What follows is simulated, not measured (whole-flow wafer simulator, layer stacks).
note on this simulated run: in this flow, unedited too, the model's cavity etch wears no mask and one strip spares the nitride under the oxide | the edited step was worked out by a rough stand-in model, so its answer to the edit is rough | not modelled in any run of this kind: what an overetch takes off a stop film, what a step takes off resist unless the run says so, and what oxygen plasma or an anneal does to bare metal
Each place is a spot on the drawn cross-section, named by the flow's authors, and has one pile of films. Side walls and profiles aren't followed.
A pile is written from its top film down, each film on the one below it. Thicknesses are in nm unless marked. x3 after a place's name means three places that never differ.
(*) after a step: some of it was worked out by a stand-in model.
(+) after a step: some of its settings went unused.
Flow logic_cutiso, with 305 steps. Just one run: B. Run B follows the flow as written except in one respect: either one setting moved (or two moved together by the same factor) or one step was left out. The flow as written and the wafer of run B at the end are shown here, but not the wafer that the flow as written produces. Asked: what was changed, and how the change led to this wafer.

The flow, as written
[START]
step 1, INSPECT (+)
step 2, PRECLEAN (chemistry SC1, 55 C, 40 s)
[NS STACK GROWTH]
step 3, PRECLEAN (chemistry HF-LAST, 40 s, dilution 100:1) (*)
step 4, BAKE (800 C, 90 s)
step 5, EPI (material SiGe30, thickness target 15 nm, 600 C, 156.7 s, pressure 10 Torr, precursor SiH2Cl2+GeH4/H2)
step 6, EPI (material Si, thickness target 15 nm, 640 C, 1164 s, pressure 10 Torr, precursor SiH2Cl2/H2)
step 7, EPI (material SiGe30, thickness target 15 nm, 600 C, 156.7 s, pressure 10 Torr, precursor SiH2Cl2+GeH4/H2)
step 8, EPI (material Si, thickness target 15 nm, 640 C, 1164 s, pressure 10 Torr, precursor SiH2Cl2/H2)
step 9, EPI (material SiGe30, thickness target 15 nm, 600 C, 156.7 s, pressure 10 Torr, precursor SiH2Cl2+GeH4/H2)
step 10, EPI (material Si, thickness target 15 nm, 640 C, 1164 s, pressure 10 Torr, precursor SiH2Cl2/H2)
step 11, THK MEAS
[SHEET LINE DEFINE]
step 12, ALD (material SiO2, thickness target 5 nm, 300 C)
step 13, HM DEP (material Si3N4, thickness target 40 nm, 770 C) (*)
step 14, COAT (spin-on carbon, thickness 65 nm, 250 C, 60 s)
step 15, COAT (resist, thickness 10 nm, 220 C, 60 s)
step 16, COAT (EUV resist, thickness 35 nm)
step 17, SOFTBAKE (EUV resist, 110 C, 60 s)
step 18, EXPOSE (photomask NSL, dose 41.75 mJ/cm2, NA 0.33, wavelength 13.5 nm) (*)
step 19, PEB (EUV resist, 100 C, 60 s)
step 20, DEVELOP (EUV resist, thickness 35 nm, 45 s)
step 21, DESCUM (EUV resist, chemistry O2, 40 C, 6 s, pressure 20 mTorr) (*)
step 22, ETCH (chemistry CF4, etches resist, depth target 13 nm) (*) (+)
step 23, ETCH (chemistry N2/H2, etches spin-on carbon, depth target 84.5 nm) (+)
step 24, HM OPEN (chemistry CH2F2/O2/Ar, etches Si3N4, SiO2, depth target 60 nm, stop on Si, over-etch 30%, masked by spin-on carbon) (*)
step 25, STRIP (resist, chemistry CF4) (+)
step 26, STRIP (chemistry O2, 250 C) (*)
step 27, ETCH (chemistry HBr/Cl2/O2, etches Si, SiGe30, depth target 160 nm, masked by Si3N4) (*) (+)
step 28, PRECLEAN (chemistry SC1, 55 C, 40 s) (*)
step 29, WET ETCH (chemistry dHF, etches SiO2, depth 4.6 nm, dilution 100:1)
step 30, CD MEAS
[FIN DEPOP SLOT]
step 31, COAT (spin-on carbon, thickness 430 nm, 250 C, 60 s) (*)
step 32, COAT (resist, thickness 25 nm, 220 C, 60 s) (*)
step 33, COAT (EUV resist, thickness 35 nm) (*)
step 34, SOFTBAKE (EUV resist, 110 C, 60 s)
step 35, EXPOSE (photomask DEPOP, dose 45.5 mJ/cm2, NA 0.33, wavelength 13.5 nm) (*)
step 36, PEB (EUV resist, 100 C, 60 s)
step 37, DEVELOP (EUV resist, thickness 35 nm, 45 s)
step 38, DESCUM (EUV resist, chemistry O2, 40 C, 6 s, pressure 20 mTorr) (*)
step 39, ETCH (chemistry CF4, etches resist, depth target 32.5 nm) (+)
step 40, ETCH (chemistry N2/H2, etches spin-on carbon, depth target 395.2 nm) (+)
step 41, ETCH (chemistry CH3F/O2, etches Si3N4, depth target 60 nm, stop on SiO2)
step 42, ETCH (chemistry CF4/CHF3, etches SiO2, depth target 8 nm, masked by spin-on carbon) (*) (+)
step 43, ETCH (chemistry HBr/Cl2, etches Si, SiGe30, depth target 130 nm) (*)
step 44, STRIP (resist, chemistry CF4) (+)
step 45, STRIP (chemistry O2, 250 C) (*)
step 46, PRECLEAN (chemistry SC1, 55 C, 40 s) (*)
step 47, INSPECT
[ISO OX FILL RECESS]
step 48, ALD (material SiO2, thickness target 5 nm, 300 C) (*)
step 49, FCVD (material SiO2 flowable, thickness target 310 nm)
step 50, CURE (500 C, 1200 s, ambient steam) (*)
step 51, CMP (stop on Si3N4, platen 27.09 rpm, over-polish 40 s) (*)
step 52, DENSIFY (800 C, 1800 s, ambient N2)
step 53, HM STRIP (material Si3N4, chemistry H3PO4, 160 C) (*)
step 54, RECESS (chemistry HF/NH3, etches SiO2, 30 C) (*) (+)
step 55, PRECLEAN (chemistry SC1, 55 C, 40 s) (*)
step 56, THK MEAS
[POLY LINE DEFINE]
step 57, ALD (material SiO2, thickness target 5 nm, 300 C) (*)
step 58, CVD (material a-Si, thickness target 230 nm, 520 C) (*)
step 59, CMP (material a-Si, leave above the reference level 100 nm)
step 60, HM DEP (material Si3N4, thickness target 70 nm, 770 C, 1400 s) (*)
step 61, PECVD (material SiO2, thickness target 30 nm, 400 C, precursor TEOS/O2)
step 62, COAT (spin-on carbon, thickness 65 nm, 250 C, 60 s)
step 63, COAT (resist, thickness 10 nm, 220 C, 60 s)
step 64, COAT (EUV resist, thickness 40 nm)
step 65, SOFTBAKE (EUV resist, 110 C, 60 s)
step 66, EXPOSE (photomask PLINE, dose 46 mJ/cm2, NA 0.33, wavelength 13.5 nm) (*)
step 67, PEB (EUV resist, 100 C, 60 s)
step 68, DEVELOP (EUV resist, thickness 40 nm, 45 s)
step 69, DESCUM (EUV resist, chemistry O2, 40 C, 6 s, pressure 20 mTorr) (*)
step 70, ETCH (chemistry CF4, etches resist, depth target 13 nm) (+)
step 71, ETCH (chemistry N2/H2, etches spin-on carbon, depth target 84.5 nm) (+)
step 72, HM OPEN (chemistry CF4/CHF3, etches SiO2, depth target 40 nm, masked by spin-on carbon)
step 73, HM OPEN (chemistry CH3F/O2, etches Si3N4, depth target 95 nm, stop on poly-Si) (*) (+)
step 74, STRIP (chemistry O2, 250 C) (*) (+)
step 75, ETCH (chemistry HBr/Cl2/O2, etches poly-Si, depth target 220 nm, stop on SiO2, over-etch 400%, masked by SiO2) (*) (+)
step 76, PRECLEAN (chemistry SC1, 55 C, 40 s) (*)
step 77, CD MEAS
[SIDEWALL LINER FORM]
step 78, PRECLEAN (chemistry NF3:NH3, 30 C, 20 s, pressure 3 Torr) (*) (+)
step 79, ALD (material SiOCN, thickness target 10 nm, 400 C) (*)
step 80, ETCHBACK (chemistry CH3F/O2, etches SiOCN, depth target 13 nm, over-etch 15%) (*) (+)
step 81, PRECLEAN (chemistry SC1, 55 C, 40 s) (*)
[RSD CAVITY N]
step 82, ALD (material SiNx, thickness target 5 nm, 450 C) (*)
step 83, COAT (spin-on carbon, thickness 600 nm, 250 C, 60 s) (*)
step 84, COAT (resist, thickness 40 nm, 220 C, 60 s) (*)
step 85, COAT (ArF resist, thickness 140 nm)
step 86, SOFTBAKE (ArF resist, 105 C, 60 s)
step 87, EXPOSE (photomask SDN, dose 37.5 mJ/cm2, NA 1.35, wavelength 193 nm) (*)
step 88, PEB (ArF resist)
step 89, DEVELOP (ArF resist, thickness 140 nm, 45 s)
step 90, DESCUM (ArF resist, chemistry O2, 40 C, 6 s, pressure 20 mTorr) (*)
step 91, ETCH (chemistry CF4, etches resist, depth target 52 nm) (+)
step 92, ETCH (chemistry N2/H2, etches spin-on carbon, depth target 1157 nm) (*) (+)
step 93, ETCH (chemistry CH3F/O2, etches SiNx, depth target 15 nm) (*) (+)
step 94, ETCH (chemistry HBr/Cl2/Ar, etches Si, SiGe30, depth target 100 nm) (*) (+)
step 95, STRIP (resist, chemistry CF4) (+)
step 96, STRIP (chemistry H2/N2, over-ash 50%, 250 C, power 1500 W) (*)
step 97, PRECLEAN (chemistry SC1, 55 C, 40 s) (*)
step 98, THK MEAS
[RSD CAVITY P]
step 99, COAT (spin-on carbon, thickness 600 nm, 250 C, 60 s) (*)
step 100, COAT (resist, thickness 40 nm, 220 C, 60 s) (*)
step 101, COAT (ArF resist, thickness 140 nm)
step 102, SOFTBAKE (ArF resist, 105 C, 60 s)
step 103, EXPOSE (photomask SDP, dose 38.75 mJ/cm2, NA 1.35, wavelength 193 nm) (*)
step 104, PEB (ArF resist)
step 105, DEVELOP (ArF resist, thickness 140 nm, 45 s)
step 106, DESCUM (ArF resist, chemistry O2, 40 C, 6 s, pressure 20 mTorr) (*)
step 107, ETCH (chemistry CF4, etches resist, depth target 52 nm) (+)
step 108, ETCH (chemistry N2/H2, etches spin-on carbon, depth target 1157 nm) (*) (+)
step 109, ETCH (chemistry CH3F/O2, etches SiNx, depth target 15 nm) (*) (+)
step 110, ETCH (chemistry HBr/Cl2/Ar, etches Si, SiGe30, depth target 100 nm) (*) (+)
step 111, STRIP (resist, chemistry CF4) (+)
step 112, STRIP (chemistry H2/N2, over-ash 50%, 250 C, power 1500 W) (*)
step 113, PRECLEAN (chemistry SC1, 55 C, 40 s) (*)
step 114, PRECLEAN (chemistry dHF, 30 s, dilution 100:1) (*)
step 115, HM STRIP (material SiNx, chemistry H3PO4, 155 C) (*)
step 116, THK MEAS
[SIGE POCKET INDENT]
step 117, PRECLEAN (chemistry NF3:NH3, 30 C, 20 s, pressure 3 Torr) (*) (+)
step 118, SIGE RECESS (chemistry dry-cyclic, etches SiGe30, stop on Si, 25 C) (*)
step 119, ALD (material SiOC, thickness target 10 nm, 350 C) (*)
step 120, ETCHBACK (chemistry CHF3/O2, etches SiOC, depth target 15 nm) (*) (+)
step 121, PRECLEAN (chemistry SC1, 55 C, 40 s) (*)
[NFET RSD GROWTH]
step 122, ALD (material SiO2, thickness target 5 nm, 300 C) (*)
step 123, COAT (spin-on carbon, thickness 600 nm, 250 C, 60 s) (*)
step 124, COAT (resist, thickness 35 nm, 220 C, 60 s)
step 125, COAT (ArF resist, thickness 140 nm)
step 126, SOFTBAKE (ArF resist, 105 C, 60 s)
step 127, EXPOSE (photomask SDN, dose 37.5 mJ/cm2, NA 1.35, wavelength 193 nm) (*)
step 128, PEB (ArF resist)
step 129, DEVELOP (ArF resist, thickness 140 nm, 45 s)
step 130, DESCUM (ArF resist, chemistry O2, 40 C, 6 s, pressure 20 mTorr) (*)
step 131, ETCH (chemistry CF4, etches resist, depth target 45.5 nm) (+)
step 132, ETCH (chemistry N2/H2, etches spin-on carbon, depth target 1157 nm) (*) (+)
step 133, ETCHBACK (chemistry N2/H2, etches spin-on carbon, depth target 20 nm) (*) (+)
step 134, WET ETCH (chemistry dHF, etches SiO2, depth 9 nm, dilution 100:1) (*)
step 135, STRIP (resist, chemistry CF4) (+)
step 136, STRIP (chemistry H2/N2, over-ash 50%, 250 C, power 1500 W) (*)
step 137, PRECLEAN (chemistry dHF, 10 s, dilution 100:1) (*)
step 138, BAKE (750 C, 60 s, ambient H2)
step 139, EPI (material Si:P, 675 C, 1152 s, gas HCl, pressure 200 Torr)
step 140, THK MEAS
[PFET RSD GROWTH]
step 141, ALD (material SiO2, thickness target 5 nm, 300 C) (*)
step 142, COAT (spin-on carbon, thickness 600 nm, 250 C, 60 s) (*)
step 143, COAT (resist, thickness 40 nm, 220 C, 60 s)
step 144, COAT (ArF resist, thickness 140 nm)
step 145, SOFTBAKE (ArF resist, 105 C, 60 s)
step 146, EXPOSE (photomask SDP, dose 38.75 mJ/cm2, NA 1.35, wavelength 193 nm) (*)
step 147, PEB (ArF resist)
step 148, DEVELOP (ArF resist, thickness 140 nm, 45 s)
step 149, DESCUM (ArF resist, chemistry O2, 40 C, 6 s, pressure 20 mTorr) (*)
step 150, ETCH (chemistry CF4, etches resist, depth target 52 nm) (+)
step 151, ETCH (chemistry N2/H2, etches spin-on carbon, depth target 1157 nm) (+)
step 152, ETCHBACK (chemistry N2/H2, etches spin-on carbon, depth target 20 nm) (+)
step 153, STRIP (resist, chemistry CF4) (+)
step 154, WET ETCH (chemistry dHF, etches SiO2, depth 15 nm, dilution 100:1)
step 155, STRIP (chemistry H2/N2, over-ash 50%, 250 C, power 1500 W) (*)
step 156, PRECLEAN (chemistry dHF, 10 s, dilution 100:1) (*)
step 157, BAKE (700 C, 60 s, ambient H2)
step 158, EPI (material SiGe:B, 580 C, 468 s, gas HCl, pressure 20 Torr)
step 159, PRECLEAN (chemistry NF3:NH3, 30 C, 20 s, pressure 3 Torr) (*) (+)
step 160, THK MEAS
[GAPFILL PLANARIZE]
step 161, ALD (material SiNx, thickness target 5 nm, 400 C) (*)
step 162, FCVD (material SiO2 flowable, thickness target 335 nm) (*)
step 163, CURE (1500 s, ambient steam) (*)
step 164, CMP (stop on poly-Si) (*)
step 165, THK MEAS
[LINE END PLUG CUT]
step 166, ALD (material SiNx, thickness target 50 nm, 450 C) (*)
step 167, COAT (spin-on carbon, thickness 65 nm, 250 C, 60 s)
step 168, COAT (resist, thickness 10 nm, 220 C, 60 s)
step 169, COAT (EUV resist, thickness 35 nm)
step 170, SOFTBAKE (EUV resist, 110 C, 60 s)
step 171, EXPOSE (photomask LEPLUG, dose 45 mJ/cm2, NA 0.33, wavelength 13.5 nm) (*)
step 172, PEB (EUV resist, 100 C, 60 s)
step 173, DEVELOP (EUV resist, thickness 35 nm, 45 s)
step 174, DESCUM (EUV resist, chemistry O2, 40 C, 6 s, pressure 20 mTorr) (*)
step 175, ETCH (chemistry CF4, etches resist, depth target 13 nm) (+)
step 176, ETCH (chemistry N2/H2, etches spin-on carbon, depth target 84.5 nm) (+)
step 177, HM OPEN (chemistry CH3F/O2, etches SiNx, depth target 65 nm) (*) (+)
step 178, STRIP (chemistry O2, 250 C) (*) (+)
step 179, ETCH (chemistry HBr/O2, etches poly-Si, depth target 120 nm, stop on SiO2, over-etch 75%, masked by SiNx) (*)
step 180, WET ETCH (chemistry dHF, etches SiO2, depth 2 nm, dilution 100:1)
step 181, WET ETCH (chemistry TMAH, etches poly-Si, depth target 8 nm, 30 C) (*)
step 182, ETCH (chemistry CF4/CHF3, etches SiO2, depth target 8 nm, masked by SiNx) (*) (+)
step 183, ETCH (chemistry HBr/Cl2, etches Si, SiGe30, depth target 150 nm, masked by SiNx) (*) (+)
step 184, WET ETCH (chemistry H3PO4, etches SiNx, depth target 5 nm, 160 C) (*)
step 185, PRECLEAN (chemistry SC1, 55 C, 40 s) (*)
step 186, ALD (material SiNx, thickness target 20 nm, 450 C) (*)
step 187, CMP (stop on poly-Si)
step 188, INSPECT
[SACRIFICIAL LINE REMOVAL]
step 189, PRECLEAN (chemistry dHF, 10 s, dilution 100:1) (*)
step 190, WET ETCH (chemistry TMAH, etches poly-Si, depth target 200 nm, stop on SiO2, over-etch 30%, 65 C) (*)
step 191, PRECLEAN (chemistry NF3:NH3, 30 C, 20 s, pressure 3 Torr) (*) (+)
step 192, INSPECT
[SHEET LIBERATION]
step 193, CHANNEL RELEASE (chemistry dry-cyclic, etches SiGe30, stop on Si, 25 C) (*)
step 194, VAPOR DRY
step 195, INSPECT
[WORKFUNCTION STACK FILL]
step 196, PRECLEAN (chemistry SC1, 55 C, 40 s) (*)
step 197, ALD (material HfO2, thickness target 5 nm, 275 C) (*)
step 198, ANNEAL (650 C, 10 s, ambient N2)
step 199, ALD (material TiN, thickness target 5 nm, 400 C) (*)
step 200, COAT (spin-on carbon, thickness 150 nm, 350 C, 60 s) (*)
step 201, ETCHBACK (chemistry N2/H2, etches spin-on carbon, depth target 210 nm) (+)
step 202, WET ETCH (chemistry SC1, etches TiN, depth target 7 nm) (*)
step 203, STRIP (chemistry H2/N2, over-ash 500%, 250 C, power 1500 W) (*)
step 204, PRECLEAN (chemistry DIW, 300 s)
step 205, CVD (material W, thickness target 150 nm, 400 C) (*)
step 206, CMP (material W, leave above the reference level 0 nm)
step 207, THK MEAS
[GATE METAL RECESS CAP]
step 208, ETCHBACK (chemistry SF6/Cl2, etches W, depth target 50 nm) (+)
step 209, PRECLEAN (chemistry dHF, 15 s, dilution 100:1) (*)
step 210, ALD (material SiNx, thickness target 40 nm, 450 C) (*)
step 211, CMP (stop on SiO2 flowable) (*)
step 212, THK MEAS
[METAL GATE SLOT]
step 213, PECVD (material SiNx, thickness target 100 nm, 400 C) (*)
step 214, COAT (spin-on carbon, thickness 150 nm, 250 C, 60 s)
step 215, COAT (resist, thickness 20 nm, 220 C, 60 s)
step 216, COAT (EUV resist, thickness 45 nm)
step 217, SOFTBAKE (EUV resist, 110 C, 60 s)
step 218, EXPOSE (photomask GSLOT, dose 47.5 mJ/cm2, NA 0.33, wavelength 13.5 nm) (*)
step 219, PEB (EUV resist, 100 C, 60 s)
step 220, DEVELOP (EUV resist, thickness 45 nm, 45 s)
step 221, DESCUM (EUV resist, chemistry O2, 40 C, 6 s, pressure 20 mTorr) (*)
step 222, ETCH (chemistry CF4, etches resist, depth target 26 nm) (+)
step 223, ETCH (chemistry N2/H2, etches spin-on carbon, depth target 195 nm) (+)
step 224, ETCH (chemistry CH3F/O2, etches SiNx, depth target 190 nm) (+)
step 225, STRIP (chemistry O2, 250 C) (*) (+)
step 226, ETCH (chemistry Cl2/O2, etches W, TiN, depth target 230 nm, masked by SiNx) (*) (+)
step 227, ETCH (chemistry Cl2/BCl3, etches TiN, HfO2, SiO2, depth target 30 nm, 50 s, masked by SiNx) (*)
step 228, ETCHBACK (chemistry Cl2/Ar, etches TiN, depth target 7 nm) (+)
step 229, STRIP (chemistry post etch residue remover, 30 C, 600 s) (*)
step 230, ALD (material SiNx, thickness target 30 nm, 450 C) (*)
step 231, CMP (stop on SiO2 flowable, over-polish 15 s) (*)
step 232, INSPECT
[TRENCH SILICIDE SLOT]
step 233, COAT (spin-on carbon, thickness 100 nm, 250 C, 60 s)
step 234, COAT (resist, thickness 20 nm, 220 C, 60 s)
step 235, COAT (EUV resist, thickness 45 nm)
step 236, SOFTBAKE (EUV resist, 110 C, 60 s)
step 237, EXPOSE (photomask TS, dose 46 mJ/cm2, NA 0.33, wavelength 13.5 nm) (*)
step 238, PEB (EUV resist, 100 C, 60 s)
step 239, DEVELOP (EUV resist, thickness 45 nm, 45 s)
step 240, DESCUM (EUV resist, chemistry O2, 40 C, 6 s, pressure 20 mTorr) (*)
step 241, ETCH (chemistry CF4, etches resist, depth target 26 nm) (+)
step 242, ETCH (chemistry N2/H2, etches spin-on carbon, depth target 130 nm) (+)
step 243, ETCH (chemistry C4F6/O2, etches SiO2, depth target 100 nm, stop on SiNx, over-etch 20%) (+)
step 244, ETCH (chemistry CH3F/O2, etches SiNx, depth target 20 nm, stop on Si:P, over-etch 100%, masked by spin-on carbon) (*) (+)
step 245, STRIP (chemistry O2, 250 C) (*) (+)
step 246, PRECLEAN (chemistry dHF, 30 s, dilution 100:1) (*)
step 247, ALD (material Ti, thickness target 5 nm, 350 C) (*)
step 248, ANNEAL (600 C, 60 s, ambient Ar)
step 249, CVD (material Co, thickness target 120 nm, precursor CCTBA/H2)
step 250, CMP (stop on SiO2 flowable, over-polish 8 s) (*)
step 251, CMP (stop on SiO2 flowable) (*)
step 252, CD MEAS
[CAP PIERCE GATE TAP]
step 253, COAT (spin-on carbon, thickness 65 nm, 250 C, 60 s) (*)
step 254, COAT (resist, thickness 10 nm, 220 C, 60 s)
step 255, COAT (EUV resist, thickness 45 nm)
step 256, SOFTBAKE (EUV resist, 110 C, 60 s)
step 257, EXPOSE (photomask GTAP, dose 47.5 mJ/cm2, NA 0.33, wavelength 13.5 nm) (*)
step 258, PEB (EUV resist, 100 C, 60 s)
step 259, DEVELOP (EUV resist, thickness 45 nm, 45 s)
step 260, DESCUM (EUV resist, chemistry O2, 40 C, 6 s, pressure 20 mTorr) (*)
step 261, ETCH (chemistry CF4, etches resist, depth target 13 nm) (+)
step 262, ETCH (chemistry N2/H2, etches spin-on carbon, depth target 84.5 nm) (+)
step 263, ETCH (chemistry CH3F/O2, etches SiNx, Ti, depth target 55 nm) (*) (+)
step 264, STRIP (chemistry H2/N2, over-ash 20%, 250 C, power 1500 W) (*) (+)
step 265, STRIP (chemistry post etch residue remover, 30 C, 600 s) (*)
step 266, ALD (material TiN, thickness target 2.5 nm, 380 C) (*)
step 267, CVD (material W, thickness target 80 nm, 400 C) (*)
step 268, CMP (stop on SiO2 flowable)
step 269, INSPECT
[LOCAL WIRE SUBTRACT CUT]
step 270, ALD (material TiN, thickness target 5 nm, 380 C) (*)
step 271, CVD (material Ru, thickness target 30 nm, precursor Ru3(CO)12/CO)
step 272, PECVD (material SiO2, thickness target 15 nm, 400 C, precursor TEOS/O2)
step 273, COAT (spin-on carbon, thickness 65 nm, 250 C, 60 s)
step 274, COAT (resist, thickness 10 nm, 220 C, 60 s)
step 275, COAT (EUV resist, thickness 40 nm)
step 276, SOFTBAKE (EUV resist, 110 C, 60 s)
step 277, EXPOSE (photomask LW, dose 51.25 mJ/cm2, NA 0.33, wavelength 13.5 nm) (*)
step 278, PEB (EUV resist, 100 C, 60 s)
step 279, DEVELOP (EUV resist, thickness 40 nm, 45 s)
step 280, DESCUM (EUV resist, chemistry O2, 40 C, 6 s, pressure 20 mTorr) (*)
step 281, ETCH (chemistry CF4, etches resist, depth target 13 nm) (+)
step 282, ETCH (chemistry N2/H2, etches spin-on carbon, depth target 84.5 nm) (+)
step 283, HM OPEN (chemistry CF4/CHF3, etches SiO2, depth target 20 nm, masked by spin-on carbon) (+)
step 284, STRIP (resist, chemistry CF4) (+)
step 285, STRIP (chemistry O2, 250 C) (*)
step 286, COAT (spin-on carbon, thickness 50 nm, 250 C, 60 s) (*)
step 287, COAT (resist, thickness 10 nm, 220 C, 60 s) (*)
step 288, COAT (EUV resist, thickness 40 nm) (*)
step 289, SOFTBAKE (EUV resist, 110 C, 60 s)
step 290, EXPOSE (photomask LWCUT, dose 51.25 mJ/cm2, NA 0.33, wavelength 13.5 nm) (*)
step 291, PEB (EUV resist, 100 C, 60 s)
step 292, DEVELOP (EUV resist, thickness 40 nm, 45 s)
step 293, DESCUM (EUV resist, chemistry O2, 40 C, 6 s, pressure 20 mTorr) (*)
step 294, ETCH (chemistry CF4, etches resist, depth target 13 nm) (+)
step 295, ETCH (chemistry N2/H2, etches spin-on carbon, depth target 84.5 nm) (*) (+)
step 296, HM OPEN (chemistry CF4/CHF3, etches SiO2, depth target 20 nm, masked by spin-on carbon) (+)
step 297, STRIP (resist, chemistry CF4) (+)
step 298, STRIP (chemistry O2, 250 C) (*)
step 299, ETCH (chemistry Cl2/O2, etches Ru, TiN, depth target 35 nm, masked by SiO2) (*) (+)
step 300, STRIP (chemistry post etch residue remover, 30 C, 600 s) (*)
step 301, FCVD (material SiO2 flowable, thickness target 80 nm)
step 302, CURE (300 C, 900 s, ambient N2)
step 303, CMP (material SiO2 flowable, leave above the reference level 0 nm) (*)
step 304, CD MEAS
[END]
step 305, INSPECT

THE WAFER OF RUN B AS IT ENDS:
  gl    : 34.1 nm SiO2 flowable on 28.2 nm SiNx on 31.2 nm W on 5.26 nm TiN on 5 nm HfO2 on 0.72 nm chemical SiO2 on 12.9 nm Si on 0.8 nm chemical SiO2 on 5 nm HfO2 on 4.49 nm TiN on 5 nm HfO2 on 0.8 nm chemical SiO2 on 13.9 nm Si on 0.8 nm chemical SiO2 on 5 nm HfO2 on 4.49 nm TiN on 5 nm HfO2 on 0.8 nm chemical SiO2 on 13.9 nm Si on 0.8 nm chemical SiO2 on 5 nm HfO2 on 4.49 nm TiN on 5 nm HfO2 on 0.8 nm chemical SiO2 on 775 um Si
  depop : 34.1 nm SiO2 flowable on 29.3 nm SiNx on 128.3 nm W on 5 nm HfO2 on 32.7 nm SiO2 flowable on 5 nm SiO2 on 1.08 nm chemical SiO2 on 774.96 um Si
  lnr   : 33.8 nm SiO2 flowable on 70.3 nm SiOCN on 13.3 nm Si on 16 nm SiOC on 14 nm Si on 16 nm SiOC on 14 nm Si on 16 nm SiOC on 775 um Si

What caused this: step 270, ALD: thickness target 3.8 nm was run, whereas the flow has thickness target 5 nm.

How this came from the change, step by step:
  step 270, ALD (material TiN, thickness target 5 nm, 380 C) (*)
      depop, dpovl, gfld and 19 more: TiN gains 3.8 (new film) (as written it would have been: TiN gains 5 (new film))
  step 299, ETCH (chemistry Cl2/O2, etches Ru, TiN, depth target 35 nm, masked by SiO2) (*) (+)
      depop, dpovl, gfld and 9 more: Ru loses 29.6 (all of it), TiN loses 3.8 (all of it), SiNx loses 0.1 (as written it would have been: Ru loses 29.6 (all of it), TiN loses 5 (all of it))
      iso: Ru loses 29.6 (all of it), TiN loses 3.8 (all of it), SiO2 flowable loses 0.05 (as written it would have been: Ru loses 29.6 (all of it), TiN loses 5 (all of it))
      (also at 5 further places)
  step 303, CMP (material SiO2 flowable, leave above the reference level 0 nm) (*)
      depop, dpovl, isow, ns, nsgap: SiO2 flowable loses 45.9 (as written it would have been: SiO2 flowable loses 44.7)
